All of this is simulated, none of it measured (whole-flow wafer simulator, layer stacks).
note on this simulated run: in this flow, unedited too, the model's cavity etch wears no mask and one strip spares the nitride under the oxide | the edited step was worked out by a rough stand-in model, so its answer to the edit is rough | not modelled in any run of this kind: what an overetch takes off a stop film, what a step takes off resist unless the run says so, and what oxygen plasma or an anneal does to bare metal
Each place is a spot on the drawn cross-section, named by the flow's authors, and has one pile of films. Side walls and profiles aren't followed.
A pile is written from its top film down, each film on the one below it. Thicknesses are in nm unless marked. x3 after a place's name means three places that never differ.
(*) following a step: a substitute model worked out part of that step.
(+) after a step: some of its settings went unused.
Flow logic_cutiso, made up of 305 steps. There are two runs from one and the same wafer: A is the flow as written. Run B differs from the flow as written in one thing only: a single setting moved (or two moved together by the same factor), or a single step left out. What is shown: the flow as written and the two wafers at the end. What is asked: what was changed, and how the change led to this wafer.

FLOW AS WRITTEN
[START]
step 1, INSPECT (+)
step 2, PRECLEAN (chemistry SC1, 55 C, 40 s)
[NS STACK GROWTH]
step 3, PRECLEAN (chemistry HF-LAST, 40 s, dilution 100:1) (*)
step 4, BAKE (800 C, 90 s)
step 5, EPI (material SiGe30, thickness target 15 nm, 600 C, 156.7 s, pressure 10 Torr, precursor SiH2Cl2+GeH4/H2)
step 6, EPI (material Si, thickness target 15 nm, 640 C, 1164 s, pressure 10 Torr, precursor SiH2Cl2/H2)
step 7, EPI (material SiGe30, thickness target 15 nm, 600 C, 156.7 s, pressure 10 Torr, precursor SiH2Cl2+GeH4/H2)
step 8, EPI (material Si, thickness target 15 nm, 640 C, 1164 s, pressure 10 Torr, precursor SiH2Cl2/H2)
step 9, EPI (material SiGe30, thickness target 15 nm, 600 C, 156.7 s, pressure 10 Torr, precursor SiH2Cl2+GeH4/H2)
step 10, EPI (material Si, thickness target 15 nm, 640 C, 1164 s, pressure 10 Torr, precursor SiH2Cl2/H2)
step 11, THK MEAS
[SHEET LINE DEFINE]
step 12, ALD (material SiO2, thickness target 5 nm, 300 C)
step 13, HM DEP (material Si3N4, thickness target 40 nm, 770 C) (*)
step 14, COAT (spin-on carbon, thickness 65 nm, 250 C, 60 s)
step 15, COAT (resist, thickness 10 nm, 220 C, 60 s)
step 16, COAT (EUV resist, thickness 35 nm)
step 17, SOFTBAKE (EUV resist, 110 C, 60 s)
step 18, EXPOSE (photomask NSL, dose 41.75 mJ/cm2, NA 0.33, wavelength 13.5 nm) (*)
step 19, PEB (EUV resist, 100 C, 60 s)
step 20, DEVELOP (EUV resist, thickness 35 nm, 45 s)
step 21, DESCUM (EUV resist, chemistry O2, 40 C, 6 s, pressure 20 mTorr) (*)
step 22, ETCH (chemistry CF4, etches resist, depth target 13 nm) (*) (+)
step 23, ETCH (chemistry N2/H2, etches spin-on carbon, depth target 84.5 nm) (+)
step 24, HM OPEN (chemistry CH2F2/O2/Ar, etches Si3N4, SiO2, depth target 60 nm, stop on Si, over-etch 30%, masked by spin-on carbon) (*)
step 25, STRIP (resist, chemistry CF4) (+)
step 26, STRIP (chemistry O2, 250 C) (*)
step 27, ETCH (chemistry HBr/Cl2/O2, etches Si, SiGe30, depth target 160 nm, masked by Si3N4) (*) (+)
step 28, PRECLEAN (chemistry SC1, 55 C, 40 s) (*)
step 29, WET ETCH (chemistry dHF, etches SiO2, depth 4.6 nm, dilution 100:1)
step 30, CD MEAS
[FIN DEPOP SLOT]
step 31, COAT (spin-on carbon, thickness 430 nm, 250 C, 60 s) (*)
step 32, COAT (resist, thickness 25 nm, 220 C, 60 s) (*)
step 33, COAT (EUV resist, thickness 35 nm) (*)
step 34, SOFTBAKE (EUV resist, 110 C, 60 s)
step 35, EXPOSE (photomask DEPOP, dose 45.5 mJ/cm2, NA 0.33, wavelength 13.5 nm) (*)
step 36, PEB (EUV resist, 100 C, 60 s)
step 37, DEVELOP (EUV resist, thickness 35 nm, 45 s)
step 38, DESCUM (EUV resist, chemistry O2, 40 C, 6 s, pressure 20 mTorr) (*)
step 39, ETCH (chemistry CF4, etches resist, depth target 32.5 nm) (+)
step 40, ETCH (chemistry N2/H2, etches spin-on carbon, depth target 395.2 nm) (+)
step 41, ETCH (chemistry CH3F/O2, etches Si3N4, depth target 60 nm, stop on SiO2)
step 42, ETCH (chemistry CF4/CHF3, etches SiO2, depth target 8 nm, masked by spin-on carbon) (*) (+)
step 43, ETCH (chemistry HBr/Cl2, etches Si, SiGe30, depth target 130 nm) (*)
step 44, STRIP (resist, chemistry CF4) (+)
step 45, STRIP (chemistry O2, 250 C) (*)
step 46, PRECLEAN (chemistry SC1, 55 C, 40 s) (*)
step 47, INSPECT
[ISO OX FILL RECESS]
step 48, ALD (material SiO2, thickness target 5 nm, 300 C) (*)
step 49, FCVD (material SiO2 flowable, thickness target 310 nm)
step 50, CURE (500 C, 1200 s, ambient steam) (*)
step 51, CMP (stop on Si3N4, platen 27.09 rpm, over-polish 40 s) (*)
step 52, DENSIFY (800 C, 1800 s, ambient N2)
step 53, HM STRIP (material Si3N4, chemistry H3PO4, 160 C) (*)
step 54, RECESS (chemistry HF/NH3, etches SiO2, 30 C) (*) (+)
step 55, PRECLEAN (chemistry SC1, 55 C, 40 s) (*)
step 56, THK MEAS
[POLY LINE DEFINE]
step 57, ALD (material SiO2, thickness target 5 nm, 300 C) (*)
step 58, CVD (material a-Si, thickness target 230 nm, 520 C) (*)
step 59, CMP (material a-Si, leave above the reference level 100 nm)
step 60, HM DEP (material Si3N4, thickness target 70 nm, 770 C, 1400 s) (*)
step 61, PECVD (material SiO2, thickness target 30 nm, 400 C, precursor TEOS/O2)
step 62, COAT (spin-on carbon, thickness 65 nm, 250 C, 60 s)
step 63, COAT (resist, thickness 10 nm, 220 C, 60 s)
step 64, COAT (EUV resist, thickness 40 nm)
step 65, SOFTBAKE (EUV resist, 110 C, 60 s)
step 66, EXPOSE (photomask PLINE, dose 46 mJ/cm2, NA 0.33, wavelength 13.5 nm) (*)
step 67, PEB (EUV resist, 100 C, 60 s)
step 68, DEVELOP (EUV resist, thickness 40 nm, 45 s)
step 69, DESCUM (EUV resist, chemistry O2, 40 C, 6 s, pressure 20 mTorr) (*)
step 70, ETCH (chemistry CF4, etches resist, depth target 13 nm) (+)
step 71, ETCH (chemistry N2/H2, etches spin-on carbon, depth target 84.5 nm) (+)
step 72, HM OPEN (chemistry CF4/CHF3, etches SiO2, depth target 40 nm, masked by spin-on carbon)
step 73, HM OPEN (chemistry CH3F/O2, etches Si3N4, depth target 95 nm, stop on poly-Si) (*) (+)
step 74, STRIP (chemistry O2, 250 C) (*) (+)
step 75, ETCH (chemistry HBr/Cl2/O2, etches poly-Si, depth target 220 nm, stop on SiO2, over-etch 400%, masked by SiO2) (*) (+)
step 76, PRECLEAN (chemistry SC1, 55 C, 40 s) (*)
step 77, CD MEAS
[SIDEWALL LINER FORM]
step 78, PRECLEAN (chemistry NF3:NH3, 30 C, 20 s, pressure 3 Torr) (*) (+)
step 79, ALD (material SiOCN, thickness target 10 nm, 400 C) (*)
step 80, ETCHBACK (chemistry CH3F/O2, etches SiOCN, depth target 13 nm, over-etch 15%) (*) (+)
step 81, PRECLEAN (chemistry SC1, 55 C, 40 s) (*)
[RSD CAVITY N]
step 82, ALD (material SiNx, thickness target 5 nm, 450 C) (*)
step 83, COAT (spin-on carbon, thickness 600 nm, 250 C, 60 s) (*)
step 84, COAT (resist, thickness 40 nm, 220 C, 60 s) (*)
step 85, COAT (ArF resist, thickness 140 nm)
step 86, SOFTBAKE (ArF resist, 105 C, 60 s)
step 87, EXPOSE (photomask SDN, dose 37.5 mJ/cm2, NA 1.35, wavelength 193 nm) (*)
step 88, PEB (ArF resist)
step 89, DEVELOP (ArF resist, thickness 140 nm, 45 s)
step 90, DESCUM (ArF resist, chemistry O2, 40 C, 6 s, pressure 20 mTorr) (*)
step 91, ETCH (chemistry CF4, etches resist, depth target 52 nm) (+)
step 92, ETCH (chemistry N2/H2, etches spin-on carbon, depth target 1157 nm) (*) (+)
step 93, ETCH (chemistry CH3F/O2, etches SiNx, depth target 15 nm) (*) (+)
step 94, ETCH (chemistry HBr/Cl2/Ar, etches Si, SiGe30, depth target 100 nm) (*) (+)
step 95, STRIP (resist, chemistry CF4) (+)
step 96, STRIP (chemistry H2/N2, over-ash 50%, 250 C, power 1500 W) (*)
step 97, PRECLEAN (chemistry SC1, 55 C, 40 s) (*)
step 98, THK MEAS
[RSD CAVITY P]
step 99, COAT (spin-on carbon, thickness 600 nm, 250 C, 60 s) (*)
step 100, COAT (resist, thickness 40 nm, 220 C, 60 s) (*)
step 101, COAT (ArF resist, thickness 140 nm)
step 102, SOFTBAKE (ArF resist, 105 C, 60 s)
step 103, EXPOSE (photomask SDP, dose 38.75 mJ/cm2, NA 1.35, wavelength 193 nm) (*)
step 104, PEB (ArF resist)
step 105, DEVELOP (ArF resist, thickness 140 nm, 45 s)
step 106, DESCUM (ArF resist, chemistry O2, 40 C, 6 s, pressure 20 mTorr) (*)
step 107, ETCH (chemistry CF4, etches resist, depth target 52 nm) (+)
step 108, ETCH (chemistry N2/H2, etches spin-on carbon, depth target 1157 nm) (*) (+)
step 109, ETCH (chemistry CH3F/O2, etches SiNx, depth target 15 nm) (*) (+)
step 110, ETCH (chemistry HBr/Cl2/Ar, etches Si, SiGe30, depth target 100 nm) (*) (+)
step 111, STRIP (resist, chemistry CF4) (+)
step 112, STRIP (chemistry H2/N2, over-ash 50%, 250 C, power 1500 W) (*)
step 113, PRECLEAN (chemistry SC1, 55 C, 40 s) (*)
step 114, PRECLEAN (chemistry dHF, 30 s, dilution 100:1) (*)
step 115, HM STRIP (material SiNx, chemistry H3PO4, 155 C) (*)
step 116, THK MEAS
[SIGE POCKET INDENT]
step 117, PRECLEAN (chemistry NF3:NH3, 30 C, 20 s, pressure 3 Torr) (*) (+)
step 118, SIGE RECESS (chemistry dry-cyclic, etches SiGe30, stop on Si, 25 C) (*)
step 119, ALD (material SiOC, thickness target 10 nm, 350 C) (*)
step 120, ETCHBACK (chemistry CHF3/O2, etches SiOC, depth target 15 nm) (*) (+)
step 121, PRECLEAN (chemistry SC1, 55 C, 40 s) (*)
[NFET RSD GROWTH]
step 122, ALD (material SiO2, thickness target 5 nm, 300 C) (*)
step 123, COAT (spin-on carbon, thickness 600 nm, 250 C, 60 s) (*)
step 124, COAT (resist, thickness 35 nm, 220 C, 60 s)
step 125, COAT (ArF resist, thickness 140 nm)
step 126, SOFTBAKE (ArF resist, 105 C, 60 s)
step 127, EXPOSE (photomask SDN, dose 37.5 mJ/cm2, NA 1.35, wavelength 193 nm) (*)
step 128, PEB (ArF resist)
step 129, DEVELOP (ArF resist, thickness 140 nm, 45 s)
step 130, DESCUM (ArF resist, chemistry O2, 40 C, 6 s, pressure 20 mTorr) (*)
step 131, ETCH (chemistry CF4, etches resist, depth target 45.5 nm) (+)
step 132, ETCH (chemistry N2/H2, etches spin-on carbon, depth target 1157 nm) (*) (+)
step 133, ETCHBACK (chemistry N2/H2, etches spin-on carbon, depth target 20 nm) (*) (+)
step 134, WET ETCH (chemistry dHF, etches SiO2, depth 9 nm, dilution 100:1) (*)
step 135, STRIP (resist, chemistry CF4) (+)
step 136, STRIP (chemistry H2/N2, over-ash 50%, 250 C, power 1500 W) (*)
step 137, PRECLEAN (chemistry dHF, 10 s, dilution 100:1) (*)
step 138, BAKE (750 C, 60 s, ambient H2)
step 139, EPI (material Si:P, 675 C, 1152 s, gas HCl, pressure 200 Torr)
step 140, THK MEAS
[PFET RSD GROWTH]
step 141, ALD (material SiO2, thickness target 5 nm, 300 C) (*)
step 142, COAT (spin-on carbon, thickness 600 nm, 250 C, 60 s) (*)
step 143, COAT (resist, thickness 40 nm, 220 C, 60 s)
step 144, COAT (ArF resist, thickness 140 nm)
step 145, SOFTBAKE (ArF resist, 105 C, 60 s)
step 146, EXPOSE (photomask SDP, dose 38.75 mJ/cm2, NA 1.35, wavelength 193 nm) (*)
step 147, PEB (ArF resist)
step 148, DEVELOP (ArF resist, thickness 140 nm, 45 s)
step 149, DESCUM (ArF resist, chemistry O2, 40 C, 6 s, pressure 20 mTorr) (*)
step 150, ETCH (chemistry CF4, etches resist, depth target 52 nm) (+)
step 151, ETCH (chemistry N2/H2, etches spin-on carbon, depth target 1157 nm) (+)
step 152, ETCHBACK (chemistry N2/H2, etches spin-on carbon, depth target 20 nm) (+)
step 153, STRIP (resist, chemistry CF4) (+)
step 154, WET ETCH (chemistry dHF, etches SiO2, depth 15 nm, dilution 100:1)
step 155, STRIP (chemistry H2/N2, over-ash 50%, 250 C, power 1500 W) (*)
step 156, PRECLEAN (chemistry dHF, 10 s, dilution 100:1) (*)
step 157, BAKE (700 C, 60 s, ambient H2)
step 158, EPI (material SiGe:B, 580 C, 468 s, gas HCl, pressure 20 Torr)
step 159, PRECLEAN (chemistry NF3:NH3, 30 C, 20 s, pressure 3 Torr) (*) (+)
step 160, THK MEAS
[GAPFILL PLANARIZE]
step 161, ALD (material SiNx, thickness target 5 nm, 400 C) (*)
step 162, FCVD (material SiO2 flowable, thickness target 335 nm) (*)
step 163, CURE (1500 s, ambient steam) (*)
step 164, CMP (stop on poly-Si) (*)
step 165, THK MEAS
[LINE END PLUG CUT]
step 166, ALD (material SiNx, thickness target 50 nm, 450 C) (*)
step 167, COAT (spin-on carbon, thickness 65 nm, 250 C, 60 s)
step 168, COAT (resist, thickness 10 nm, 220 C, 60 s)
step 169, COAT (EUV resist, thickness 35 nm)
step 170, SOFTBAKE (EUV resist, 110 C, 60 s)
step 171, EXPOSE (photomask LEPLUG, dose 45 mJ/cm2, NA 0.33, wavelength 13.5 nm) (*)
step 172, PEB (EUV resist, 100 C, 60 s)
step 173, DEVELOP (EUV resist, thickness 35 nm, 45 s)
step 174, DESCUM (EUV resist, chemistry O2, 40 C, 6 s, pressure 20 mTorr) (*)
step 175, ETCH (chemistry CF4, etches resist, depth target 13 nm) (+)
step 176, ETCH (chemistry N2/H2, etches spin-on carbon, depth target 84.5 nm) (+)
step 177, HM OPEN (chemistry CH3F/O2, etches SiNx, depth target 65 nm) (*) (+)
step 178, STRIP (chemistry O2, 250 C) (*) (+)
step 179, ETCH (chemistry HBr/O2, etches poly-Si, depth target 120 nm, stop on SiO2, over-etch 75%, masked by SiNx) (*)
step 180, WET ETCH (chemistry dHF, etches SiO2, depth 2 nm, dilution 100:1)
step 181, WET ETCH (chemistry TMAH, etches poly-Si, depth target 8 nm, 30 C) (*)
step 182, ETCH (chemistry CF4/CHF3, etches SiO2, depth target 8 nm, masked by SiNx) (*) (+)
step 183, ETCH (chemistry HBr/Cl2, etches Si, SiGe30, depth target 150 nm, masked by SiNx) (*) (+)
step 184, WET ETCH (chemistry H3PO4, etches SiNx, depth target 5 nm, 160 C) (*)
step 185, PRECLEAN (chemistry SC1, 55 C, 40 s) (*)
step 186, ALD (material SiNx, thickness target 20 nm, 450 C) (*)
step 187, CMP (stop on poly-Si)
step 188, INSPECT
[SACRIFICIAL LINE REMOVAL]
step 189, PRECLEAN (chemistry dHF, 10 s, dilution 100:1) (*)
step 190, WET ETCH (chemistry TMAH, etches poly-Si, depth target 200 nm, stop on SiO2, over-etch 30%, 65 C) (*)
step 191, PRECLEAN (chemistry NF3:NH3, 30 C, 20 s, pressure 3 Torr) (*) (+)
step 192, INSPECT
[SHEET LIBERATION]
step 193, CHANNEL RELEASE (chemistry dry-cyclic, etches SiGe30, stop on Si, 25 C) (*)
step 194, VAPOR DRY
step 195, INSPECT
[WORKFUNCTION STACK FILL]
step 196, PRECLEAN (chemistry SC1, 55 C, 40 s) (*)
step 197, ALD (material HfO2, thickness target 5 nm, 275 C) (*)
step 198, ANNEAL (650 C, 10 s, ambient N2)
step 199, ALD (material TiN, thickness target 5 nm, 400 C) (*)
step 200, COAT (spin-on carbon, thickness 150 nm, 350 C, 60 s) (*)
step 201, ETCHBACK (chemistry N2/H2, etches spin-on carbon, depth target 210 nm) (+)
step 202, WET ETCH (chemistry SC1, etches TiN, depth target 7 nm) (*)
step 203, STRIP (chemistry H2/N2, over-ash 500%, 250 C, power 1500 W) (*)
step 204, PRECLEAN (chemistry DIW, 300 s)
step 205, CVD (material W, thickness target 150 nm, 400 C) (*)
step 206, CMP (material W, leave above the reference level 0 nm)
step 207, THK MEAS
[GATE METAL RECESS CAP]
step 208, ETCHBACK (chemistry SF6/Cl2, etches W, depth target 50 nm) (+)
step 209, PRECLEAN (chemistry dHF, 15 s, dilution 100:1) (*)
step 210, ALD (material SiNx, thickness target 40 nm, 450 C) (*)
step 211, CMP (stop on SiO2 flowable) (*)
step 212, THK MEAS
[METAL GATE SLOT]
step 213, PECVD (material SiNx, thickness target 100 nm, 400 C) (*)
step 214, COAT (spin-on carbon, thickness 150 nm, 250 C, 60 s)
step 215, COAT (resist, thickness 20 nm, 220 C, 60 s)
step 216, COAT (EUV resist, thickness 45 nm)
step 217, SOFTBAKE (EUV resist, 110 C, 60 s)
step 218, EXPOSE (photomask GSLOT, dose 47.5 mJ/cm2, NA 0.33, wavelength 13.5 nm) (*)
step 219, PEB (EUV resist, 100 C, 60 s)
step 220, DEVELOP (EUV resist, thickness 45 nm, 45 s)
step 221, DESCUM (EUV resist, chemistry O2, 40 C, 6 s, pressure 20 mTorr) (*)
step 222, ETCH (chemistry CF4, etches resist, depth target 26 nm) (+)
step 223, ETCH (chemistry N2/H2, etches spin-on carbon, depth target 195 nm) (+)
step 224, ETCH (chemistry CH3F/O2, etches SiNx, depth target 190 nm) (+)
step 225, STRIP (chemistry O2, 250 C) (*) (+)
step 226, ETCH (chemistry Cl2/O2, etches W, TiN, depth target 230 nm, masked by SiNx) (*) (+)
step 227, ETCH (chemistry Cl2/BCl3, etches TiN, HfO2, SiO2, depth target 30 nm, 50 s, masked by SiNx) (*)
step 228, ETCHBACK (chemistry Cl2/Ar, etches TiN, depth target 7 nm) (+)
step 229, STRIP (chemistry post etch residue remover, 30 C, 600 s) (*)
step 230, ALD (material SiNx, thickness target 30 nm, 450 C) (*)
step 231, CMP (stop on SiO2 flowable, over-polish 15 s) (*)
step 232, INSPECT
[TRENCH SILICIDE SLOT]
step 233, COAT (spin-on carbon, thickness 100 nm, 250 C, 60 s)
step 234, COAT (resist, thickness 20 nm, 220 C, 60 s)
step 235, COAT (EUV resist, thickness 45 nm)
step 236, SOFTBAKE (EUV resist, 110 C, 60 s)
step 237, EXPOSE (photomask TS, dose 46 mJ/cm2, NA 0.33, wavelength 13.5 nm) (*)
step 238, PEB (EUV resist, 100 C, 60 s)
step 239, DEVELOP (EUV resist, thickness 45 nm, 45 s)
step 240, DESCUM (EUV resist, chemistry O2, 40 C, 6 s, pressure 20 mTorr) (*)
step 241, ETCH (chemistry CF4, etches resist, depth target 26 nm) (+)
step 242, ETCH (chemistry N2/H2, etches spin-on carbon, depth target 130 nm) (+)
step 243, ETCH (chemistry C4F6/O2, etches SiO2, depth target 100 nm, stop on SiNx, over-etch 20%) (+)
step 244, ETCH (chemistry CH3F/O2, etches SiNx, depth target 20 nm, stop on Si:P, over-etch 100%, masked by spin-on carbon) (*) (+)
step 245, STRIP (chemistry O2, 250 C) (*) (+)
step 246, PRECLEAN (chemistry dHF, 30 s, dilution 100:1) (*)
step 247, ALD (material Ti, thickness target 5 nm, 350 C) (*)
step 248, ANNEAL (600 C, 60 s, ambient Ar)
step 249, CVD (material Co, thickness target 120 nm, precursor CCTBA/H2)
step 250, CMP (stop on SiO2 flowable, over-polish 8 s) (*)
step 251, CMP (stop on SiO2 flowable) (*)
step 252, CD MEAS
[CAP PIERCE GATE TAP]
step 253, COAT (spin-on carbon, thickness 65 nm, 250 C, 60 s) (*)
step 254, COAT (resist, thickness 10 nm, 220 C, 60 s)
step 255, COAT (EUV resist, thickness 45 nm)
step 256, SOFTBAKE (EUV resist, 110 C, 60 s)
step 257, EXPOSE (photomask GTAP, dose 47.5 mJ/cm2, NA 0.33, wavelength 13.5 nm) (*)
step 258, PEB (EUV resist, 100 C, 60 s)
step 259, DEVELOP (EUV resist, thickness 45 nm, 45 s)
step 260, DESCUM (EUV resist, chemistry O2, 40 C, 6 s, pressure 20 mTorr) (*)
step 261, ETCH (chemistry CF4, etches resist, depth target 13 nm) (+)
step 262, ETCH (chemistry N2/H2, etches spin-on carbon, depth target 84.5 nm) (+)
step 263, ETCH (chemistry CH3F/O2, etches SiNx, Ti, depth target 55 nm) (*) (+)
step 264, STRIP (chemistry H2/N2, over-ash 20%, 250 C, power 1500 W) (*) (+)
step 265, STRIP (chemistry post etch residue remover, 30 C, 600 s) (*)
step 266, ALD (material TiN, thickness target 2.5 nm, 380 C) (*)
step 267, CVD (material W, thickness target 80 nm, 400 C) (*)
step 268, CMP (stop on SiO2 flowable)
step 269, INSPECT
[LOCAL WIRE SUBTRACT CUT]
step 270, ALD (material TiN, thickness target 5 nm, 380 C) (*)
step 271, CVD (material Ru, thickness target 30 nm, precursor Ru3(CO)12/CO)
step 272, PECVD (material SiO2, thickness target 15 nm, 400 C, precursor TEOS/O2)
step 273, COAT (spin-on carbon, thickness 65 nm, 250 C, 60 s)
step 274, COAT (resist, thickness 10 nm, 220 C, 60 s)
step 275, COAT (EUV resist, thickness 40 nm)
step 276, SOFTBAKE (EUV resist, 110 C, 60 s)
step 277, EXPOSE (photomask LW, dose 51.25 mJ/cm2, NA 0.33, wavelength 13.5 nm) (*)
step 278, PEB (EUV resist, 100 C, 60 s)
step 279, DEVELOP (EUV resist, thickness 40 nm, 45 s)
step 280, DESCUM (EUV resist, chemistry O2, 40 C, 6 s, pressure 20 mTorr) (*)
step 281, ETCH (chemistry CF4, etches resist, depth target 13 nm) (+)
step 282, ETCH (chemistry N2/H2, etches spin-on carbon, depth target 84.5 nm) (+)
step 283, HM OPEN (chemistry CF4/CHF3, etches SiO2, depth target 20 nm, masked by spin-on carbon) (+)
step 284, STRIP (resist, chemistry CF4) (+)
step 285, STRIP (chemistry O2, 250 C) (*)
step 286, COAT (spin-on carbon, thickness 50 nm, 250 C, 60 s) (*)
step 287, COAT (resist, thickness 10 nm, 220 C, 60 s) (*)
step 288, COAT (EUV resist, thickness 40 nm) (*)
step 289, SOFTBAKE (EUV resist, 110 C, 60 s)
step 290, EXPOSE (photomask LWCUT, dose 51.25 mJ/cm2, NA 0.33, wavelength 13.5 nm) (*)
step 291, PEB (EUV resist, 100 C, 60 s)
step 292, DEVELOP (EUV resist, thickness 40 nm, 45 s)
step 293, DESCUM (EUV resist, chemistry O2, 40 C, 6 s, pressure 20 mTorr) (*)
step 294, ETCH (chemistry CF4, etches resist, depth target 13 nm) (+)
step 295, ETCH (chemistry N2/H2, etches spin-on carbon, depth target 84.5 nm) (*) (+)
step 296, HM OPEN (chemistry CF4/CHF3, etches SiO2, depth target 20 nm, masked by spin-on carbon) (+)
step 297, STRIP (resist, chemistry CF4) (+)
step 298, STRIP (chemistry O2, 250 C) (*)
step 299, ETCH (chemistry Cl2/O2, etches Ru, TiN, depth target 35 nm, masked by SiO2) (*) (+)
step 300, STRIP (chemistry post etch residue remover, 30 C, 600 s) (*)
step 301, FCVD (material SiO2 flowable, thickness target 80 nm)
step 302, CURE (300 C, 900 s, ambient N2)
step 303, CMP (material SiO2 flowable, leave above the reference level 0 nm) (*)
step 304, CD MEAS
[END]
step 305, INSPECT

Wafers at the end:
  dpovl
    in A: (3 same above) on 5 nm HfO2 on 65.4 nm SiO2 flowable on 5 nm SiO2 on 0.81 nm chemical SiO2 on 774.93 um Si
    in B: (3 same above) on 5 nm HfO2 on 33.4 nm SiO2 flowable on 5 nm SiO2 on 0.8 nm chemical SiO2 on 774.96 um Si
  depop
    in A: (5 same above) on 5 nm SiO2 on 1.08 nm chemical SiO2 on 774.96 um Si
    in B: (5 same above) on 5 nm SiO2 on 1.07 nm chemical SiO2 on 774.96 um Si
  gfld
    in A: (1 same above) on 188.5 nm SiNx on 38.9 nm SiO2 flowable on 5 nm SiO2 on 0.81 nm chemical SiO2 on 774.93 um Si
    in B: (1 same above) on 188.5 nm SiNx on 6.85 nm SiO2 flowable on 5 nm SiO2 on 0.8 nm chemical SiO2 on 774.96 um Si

What caused this: step 27, ETCH: depth target 128 nm was run, though the flow has depth target 160 nm.

The path from the change to this, step by step:
  step 27, ETCH (chemistry HBr/Cl2/O2, etches Si, SiGe30, depth target 160 nm, masked by Si3N4) (*) (+)
      depop, gl, glp and 12 more: A -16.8 Si3N4 | B -13.9 Si3N4
      gfld, gxf, iso, lnri: A -0.79 chemical SiO2 (all of it), -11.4 Si (all of it), -15 SiGe30 (all of it), -15 Si (all of it), -15 SiGe30 (all of it), -15 Si (all of it), -15 SiGe30 (all of it), -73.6 Si | B -0.79 chemical SiO2 (all of it), -11.4 Si (all of it), -15 SiGe30 (all of it), -15 Si (all of it), -15 SiGe30 (all of it), -15 Si (all of it), -15 SiGe30 (all of it), -41.6 Si
      (also at 3 further places)
  step 31, COAT (spin-on carbon, thickness 430 nm, 250 C, 60 s) (*)
      depop, ns: A +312 spin-on carbon (new film) | B +329.9 spin-on carbon (new film)
      dpovl, nsgap: A +503.7 spin-on carbon (new film) | B +492.5 spin-on carbon (new film)
      (also at 8 further places)
  step 40, ETCH (chemistry N2/H2, etches spin-on carbon, depth target 395.2 nm) (+)
      depop: A -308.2 spin-on carbon (all of it), -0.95 Si3N4 | B -326.1 spin-on carbon (all of it), -0.75 Si3N4
  step 41, ETCH (chemistry CH3F/O2, etches Si3N4, depth target 60 nm, stop on SiO2)
      gfld, gl, glp and 17 more: A -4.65 resist | B -5.27 resist
      depop: A -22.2 Si3N4 (all of it), -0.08 SiO2 | B -25.3 Si3N4 (all of it), -0.08 SiO2
      (also at 1 further place)
  step 42, ETCH (chemistry CF4/CHF3, etches SiO2, depth target 8 nm, masked by spin-on carbon) (*) (+)
      gfld: A -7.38 resist | B -6.93 resist (all of it), -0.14 spin-on carbon
      gxf: A -7.42 resist (all of it) | B -6.66 resist (all of it), -0.23 spin-on carbon
      (also at 15 further places)
  step 45, STRIP (chemistry O2, 250 C) (*)
      gfld, lnri: A +0.82 chemical SiO2 (new film), -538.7 spin-on carbon (all of it), -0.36 Si | B +0.81 chemical SiO2 (new film), -516.8 spin-on carbon (all of it), -0.36 Si
      glp, tap: A -347.6 spin-on carbon (all of it) | B -355 spin-on carbon (all of it)
      (also at 17 further places)
  step 49, FCVD (material SiO2 flowable, thickness target 310 nm)
      gl, glp, gxn and 10 more: A +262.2 SiO2 flowable (new film) | B +269.4 SiO2 flowable (new film)
      gfld, gxf, iso, lnri: A +453.9 SiO2 flowable (new film) | B +432 SiO2 flowable (new film)
      (also at 5 further places)
  step 51, CMP (stop on Si3N4, platen 27.09 rpm, over-polish 40 s) (*)
      gxn, gxp: A -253 SiO2 flowable (all of it), -5 SiO2 (all of it), -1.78 Si3N4 | B -260.2 SiO2 flowable (all of it), -5 SiO2 (all of it), -1.78 Si3N4
      iso, lnri: A -259.5 SiO2 flowable | B -266.7 SiO2 flowable
      (also at 18 further places)
  step 52, DENSIFY (800 C, 1800 s, ambient N2)
      gfld, gxf, iso, lnri: A -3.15 SiO2 flowable | B -2.47 SiO2 flowable
  step 53, HM STRIP (material Si3N4, chemistry H3PO4, 160 C) (*)
      gl, glp, gxn and 11 more: A -21.4 Si3N4 (all of it), -0.36 SiO2 | B -24.3 Si3N4 (all of it), -0.41 SiO2
  step 54, RECESS (chemistry HF/NH3, etches SiO2, 30 C) (*) (+)
      gfld, gxf, iso, lnri: A -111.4 SiO2 flowable | B -114.8 SiO2 flowable
      depop: A -111.9 SiO2 flowable | B -114.5 SiO2 flowable
      (also at 3 further places)
